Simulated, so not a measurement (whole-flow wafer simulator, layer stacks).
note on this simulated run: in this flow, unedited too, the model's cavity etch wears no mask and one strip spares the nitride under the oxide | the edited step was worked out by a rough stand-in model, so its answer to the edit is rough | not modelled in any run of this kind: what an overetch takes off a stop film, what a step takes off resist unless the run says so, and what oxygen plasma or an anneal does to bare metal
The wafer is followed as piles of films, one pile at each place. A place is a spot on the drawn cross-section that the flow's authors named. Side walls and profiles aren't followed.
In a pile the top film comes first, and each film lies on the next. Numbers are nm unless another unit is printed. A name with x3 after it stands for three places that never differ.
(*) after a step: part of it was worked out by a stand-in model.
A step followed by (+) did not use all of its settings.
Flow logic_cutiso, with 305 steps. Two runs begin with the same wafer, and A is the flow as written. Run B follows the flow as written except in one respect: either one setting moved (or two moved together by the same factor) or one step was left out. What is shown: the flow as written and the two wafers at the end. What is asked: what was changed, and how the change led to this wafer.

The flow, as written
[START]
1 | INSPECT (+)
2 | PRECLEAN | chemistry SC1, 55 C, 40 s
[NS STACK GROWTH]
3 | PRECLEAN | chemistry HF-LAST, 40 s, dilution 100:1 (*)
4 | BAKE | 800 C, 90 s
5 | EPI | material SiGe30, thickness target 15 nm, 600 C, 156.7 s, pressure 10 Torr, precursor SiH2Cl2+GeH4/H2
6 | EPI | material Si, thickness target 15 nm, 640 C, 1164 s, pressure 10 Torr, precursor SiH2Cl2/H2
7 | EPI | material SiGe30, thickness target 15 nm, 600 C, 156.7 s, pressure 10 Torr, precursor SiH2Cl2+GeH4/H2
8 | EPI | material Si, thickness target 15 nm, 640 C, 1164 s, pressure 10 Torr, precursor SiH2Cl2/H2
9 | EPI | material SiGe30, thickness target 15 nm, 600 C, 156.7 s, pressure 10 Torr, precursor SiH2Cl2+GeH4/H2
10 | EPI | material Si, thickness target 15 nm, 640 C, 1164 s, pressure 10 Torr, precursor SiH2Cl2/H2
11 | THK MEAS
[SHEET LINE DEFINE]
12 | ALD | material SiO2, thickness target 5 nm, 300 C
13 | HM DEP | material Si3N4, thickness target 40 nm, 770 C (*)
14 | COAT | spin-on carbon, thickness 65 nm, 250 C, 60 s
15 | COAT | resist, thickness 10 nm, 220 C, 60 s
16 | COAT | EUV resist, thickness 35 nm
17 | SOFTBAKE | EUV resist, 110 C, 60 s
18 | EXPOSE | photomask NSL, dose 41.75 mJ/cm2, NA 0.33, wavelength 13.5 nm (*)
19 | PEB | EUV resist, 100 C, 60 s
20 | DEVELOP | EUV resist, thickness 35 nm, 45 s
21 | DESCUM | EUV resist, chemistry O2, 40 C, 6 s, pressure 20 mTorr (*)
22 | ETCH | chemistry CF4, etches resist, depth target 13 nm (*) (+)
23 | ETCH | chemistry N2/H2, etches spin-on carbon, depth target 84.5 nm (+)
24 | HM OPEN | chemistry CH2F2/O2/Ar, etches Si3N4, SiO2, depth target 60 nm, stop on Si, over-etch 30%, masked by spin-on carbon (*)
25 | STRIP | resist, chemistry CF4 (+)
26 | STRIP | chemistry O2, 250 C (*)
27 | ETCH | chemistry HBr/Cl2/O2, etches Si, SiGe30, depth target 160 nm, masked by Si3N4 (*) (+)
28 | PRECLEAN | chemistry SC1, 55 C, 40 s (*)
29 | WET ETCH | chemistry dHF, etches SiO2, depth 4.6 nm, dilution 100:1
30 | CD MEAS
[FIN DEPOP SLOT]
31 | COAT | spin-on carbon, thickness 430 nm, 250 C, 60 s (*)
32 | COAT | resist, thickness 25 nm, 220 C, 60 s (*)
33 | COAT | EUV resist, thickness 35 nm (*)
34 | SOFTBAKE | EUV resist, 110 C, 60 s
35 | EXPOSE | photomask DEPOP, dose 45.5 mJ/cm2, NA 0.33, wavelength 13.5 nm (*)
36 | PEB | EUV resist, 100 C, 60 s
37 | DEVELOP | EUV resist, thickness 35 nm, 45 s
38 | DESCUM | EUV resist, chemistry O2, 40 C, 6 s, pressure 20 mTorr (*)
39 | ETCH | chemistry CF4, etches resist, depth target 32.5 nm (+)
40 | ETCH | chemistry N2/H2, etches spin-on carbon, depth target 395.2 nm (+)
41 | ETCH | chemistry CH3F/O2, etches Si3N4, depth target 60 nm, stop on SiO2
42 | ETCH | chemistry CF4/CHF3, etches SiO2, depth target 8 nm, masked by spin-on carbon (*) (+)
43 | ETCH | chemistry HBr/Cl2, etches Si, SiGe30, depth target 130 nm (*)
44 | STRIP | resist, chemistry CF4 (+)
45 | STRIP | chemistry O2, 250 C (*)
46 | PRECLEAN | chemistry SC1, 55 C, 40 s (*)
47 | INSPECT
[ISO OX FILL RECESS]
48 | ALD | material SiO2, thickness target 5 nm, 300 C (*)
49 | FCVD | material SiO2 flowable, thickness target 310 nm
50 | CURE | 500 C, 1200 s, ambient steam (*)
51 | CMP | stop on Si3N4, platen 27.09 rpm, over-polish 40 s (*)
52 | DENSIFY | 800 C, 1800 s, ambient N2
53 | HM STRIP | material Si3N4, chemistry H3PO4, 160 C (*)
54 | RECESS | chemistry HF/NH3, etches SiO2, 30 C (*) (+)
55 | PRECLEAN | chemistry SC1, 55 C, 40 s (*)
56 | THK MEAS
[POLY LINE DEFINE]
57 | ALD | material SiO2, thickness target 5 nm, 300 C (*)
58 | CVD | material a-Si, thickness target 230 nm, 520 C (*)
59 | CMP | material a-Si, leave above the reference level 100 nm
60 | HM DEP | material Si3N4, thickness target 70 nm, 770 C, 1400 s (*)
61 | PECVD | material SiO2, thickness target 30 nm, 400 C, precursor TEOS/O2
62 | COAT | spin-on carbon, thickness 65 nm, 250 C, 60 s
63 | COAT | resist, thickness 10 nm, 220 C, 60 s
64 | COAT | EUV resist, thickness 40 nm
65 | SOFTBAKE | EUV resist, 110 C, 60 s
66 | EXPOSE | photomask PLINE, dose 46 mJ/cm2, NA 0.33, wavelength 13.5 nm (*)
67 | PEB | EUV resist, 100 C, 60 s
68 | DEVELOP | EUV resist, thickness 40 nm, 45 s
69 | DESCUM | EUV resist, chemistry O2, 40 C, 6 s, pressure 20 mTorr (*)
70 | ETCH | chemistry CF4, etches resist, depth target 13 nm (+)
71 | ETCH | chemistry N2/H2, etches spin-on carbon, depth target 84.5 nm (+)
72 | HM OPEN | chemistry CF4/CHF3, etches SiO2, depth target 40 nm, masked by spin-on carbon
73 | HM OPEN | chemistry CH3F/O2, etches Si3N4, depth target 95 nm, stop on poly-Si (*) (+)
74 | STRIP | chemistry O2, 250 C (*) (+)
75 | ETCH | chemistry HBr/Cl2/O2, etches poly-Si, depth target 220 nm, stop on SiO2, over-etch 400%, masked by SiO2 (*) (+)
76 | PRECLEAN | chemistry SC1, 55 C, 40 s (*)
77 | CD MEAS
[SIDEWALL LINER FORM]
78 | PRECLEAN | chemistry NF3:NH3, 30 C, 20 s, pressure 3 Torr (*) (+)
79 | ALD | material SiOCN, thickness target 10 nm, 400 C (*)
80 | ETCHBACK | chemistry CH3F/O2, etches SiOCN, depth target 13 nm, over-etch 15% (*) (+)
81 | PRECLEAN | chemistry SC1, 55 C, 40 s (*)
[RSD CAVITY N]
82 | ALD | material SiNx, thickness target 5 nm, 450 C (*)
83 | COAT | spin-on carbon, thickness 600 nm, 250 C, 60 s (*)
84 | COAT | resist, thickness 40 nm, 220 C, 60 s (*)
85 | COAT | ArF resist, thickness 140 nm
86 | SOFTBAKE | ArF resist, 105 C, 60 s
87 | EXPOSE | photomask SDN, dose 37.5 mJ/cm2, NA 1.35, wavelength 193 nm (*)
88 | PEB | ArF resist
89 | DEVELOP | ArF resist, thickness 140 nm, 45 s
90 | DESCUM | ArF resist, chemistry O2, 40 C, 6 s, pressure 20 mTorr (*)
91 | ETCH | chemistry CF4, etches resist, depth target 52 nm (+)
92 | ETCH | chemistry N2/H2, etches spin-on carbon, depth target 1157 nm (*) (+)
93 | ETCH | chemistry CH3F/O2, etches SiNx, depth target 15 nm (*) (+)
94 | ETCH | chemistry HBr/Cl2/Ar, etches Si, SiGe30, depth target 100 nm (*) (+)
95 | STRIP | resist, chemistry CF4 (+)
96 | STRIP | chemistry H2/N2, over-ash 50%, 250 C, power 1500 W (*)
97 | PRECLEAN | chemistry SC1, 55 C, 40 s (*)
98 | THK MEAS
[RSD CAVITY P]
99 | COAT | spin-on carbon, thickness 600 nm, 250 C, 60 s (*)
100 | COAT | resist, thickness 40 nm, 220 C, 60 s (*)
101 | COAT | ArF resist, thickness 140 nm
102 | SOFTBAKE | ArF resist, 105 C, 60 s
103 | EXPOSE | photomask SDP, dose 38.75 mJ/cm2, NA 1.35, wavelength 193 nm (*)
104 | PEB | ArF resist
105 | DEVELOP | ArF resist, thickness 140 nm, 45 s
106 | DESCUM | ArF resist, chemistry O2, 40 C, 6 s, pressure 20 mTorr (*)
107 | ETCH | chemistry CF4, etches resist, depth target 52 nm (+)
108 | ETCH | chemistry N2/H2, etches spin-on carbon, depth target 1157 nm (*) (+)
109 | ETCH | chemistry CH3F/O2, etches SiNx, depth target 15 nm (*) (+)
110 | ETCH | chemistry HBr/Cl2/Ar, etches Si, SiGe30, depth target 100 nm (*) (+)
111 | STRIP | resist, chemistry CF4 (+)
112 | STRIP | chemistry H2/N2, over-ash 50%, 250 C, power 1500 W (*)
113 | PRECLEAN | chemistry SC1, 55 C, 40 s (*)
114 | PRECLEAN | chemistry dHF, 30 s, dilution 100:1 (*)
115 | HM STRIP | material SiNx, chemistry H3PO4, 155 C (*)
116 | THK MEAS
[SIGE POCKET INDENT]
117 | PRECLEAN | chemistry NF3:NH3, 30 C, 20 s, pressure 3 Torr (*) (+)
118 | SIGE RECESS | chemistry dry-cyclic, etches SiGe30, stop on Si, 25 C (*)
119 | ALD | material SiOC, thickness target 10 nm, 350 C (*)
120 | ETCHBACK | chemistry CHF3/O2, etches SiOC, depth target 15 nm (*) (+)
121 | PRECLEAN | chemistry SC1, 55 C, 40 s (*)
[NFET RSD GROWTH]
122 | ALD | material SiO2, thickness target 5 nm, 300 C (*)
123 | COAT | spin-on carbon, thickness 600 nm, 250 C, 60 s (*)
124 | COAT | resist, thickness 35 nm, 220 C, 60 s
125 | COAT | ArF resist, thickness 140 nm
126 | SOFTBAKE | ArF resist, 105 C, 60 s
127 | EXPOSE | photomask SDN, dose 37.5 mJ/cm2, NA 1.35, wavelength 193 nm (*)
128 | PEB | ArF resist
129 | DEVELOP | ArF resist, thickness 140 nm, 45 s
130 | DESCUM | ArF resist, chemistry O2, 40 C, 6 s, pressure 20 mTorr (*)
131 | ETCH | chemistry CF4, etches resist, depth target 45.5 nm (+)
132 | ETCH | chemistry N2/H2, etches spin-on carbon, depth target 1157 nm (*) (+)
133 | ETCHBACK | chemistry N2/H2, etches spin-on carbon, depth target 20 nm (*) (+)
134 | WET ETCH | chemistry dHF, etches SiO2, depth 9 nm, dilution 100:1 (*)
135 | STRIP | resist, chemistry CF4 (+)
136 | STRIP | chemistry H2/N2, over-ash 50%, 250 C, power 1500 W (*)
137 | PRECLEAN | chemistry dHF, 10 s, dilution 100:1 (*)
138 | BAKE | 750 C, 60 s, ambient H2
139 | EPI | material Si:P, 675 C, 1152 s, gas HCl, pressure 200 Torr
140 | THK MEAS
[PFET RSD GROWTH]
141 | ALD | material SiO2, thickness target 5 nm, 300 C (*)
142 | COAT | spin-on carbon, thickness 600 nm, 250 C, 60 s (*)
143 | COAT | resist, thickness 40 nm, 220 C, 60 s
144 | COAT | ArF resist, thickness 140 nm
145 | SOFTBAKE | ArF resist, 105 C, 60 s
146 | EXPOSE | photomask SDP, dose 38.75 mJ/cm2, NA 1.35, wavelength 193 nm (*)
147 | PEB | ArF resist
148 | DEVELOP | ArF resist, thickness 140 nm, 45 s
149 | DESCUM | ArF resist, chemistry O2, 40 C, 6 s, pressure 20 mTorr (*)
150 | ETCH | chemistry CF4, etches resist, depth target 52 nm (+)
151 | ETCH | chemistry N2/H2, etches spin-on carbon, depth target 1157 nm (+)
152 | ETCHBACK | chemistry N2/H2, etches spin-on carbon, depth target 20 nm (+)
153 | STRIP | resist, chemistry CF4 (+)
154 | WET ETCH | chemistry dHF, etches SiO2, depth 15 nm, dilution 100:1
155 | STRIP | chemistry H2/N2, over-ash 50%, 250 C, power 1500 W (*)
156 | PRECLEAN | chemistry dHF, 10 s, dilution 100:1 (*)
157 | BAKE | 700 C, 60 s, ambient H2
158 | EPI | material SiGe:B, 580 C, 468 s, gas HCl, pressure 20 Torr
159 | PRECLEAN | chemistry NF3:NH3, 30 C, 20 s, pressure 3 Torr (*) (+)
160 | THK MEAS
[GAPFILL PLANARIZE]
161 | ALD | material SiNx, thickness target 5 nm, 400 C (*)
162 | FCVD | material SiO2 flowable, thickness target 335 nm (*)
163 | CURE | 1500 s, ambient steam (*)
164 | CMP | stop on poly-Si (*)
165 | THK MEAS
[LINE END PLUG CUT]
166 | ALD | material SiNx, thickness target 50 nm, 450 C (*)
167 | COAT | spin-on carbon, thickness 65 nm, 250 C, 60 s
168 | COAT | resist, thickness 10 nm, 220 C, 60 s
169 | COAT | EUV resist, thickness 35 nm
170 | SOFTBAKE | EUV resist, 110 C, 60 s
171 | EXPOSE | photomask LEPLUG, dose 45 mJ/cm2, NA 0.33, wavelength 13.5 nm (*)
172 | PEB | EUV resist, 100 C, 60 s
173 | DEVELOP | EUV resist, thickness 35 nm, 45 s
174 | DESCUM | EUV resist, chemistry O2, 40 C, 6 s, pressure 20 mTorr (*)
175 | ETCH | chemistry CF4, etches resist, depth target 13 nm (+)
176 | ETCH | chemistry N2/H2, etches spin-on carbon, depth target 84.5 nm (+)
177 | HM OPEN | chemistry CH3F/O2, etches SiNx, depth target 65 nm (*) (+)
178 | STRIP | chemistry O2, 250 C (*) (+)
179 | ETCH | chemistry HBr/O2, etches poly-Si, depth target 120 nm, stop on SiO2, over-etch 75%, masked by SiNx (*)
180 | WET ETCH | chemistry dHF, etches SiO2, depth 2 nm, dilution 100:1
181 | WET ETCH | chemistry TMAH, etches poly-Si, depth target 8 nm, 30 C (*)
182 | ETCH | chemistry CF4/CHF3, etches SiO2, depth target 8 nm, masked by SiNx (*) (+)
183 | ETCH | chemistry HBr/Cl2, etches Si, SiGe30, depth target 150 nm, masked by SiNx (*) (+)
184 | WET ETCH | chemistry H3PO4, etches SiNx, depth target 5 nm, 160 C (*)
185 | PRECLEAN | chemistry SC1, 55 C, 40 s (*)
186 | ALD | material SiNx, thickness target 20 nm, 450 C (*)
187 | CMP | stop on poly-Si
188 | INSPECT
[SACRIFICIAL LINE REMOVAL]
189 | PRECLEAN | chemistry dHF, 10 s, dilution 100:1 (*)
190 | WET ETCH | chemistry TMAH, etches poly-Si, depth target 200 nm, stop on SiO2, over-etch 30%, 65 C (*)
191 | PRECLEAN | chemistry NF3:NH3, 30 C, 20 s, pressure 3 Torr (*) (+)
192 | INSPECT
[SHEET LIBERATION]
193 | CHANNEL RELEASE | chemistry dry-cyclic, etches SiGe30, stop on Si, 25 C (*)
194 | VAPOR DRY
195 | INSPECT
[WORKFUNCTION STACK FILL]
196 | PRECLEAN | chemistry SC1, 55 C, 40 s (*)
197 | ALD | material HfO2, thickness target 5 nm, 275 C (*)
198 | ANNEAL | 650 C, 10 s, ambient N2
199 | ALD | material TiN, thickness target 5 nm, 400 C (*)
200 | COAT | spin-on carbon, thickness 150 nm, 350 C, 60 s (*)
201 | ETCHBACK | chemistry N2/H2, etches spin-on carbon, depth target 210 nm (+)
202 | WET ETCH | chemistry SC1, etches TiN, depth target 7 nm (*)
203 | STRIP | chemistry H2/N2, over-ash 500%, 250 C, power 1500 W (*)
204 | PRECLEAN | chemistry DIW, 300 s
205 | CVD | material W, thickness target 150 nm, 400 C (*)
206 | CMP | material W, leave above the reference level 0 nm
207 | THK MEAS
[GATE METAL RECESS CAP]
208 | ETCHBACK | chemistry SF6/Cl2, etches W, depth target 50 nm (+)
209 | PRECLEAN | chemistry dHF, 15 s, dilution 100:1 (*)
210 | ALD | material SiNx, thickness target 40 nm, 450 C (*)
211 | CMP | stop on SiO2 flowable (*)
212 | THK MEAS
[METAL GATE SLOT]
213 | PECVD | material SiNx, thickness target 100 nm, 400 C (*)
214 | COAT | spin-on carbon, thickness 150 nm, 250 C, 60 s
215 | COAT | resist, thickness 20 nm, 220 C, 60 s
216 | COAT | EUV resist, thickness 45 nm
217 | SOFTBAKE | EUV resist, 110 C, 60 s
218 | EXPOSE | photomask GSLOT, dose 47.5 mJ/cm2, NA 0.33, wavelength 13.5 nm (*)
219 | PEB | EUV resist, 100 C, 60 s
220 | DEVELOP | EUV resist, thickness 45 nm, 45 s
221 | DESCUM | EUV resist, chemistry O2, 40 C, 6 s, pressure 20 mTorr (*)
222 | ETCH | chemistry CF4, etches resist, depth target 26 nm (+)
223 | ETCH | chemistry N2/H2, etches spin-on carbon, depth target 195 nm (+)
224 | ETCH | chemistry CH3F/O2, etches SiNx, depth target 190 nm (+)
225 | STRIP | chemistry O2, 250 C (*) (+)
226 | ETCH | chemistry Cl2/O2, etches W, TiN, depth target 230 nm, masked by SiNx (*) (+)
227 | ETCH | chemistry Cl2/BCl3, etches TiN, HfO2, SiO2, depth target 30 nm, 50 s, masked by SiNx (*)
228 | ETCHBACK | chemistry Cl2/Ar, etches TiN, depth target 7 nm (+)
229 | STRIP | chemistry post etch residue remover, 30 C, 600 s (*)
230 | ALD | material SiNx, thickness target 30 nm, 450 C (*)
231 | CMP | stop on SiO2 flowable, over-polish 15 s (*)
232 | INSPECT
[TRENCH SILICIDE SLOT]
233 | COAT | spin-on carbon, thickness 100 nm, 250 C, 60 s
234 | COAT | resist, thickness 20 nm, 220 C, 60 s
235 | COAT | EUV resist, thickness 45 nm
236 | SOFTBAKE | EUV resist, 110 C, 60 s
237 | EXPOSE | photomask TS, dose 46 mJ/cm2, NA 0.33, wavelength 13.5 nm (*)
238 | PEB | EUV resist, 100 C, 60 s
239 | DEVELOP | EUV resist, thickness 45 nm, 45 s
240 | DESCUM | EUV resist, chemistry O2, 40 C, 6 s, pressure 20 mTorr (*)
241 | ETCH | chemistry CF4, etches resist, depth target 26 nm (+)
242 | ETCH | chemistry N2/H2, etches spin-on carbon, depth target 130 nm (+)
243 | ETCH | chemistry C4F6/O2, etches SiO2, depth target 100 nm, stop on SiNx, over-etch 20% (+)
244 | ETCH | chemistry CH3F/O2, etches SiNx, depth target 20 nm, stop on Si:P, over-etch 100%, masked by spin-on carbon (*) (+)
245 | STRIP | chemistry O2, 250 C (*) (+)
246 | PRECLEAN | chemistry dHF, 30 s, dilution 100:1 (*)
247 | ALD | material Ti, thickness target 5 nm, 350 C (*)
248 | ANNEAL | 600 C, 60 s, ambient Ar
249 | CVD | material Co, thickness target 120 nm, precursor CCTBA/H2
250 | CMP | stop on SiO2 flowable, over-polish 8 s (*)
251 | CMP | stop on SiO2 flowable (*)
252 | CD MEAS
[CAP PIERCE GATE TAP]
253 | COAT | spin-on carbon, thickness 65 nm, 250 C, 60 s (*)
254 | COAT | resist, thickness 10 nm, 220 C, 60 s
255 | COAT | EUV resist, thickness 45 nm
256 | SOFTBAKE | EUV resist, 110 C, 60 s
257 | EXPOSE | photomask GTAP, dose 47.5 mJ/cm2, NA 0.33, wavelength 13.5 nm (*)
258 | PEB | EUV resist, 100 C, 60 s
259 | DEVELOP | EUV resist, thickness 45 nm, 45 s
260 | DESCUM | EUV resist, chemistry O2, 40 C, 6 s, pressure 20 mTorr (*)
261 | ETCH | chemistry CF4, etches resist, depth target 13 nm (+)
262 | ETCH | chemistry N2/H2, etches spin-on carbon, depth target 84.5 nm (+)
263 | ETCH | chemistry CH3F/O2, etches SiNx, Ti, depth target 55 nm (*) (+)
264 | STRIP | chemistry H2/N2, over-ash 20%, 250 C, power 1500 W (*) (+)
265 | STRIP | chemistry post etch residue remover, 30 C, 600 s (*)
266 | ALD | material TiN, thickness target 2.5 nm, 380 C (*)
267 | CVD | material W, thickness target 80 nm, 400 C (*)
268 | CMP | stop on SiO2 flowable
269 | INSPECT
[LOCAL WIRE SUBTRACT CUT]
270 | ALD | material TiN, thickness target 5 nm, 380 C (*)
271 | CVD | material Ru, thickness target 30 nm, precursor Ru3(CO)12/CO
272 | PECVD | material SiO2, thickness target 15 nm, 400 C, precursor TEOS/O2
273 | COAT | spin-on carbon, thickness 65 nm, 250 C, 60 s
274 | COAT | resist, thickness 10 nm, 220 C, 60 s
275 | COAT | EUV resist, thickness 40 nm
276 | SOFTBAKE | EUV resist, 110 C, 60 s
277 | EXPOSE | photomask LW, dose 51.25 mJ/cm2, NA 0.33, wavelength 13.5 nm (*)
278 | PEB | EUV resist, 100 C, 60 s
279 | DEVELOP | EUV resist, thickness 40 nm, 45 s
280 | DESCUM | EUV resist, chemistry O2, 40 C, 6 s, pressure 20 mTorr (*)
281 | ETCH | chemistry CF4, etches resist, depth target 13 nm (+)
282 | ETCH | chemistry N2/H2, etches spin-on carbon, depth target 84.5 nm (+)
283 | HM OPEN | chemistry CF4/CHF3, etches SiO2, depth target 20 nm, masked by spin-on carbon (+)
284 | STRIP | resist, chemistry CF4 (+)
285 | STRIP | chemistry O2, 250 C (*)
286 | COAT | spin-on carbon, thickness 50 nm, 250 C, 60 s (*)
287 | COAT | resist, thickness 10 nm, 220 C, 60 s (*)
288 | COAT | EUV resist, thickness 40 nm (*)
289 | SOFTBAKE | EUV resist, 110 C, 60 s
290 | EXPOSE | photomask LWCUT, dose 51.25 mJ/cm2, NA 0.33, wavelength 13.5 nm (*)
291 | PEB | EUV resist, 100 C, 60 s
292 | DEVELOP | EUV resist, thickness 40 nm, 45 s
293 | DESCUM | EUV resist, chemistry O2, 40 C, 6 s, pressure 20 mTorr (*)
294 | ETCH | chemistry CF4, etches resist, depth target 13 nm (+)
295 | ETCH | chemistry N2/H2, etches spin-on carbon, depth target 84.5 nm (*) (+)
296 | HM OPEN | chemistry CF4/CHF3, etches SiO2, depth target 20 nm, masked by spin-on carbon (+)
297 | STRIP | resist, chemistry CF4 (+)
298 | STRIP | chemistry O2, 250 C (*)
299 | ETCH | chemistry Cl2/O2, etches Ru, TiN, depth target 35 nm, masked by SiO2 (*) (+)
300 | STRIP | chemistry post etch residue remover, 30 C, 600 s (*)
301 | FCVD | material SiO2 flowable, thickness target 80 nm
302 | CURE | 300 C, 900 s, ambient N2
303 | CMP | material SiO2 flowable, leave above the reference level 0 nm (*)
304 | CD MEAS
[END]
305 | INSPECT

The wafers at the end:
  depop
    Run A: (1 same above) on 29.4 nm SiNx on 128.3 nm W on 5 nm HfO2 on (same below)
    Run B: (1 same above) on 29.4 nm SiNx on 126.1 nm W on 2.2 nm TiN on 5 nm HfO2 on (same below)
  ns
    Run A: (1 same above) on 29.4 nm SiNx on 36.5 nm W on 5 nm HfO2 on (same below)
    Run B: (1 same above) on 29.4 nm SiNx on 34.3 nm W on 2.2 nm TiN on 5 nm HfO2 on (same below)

Cause: step 202, WET ETCH: depth target 2.8 nm was run, while the flow as written has depth target 7 nm.

The path from the change to this, step by step:
  202 | WET ETCH | chemistry SC1, etches TiN, depth target 7 nm (*)
      depop, dpovl, iso and 12 more: A TiN loses 5 (all of it) | B TiN loses 2.8
  206 | CMP | material W, leave above the reference level 0 nm
      lnr, lnri, lnrp, lnrt: A W loses 150 (all of it), HfO2 loses 5 (all of it), SiOCN loses 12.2 | B W loses 150 (all of it), TiN loses 2.2 (all of it), HfO2 loses 5 (all of it), SiOCN loses 12.2
      rsdn, rsdp, rsdw, rsdx: A W loses 162.2 (all of it), HfO2 loses 5 (all of it) | B W loses 162.2 (all of it), TiN loses 2.2 (all of it), HfO2 loses 5 (all of it)
      (as well as at 2 more places)
